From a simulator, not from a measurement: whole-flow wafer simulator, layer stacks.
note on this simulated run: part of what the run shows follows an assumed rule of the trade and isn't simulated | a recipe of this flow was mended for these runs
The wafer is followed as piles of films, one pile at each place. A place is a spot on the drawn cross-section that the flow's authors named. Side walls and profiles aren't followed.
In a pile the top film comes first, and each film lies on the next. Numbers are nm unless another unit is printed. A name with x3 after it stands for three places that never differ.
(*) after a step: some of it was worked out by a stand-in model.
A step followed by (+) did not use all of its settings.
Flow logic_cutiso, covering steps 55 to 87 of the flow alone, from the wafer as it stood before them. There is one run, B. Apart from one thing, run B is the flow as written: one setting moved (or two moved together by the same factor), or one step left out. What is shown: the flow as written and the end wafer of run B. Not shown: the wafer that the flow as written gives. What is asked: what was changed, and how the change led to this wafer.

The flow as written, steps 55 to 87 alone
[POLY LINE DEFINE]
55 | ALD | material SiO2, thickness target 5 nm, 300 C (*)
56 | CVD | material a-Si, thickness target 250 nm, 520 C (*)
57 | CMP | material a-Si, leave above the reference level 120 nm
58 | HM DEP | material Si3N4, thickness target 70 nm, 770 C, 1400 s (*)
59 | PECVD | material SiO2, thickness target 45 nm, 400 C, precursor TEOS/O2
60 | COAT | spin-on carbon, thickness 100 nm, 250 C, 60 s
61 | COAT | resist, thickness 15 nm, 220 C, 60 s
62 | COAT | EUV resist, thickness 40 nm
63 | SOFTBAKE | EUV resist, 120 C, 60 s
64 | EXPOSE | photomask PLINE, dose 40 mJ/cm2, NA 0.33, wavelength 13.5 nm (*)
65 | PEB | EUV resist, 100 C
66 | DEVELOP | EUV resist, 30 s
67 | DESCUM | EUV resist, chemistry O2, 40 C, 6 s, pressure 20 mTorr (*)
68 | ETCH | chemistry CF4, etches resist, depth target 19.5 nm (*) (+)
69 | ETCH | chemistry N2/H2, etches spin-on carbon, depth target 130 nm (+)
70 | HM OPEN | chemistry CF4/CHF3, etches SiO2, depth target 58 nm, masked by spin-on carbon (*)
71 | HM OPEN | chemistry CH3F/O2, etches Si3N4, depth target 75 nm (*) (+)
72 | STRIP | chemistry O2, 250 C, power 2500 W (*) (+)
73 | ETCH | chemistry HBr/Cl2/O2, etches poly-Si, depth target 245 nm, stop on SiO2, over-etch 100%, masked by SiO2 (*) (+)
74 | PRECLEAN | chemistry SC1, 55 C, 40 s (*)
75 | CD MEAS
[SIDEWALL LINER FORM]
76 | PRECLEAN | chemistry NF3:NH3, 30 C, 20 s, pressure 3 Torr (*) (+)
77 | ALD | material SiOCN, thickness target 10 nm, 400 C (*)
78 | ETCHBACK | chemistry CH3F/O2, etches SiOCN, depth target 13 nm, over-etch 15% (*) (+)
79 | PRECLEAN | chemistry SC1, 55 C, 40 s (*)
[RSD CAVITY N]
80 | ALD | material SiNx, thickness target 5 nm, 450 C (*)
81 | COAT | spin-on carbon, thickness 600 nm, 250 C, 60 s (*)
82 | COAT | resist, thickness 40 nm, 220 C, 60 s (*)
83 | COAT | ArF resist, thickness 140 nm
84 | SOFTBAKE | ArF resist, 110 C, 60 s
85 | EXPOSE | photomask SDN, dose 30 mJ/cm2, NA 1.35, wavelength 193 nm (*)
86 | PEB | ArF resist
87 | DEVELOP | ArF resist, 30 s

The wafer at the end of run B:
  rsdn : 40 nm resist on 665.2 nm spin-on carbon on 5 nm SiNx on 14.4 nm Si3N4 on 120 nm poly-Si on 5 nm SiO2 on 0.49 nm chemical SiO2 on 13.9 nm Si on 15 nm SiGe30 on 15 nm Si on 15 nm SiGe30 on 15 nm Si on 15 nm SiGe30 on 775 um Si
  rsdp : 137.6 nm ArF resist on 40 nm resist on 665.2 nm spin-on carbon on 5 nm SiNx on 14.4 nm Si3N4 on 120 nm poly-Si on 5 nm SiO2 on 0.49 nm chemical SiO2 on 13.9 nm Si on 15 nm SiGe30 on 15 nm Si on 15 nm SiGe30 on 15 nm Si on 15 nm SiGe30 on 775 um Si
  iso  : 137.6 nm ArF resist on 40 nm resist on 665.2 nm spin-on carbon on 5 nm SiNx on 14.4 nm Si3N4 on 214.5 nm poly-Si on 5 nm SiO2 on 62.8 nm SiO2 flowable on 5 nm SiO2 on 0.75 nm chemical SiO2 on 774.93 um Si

The reason: step 59, PECVD: thickness target 64.1 nm was run, whereas the flow has thickness target 45 nm.

Step by step, how the change led to this:
  59 | PECVD | material SiO2, thickness target 45 nm, 400 C, precursor TEOS/O2
      depop, dpovl x3, gfld and 17 more: +64.1 SiO2 (new film) (in the flow as written it would be: +45 SiO2 (new film))
  70 | HM OPEN | chemistry CF4/CHF3, etches SiO2, depth target 58 nm, masked by spin-on carbon (*)
      iso, lnr, lnri and 6 more: -58 SiO2 (in the flow as written it would be: -43.2 SiO2 (all of it), -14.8 Si3N4)
  71 | HM OPEN | chemistry CH3F/O2, etches Si3N4, depth target 75 nm (*) (+)
      iso, lnr, lnri and 6 more: -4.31 SiO2 (all of it), -23.3 Si3N4 (in the flow as written it would be: -55.2 Si3N4 (all of it), -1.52 poly-Si)
  72 | STRIP | chemistry O2, 250 C, power 2500 W (*) (+)
      iso, lnr, lnri and 6 more: nothing (in the flow as written it would be: +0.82 chemical SiO2 (new film), -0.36 poly-Si)
  73 | ETCH | chemistry HBr/Cl2/O2, etches poly-Si, depth target 245 nm, stop on SiO2, over-etch 100%, masked by SiO2 (*) (+)
      lnr, lnrp, lnrt, rsdn, rsdp, rsdw, rsdx: -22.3 Si3N4 (in the flow as written it would be: -0.82 chemical SiO2 (all of it), -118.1 poly-Si (all of it), -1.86 SiO2)
      iso, lnri: -22.3 Si3N4 (in the flow as written it would be: -0.82 chemical SiO2 (all of it), -212.6 poly-Si (all of it), -1.39 SiO2)
      (also at 13 further places)
  76 | PRECLEAN | chemistry NF3:NH3, 30 C, 20 s, pressure 3 Torr (*) (+)
      lnr, lnrp, lnrt, rsdn, rsdp, rsdw, rsdx: -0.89 Si3N4 (in the flow as written it would be: -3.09 SiO2 (all of it), -0.49 chemical SiO2 (all of it))
      iso, lnri: -0.89 Si3N4 (in the flow as written it would be: -3.56 SiO2 (all of it), -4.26 SiO2 flowable)
  78 | ETCHBACK | chemistry CH3F/O2, etches SiOCN, depth target 13 nm, over-etch 15% (*) (+)
      rsdn, rsdp, rsdw, rsdx: -10 SiOCN (all of it), -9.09 Si3N4 (in the flow as written it would be: -10 SiOCN (all of it), -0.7 Si)
      iso: -10 SiOCN (all of it), -9.09 Si3N4 (in the flow as written it would be: -10 SiOCN (all of it), -0.75 SiO2 flowable)
  81 | COAT | spin-on carbon, thickness 600 nm, 250 C, 60 s (*)
      gfld, gxf, gxn, gxp: +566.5 spin-on carbon (new film) (in the flow as written it would be: +516.3 spin-on carbon (new film))
      gl, glp, plug, tap: +566.5 spin-on carbon (new film) (in the flow as written it would be: +516.4 spin-on carbon (new film))
      (also at 9 further places)
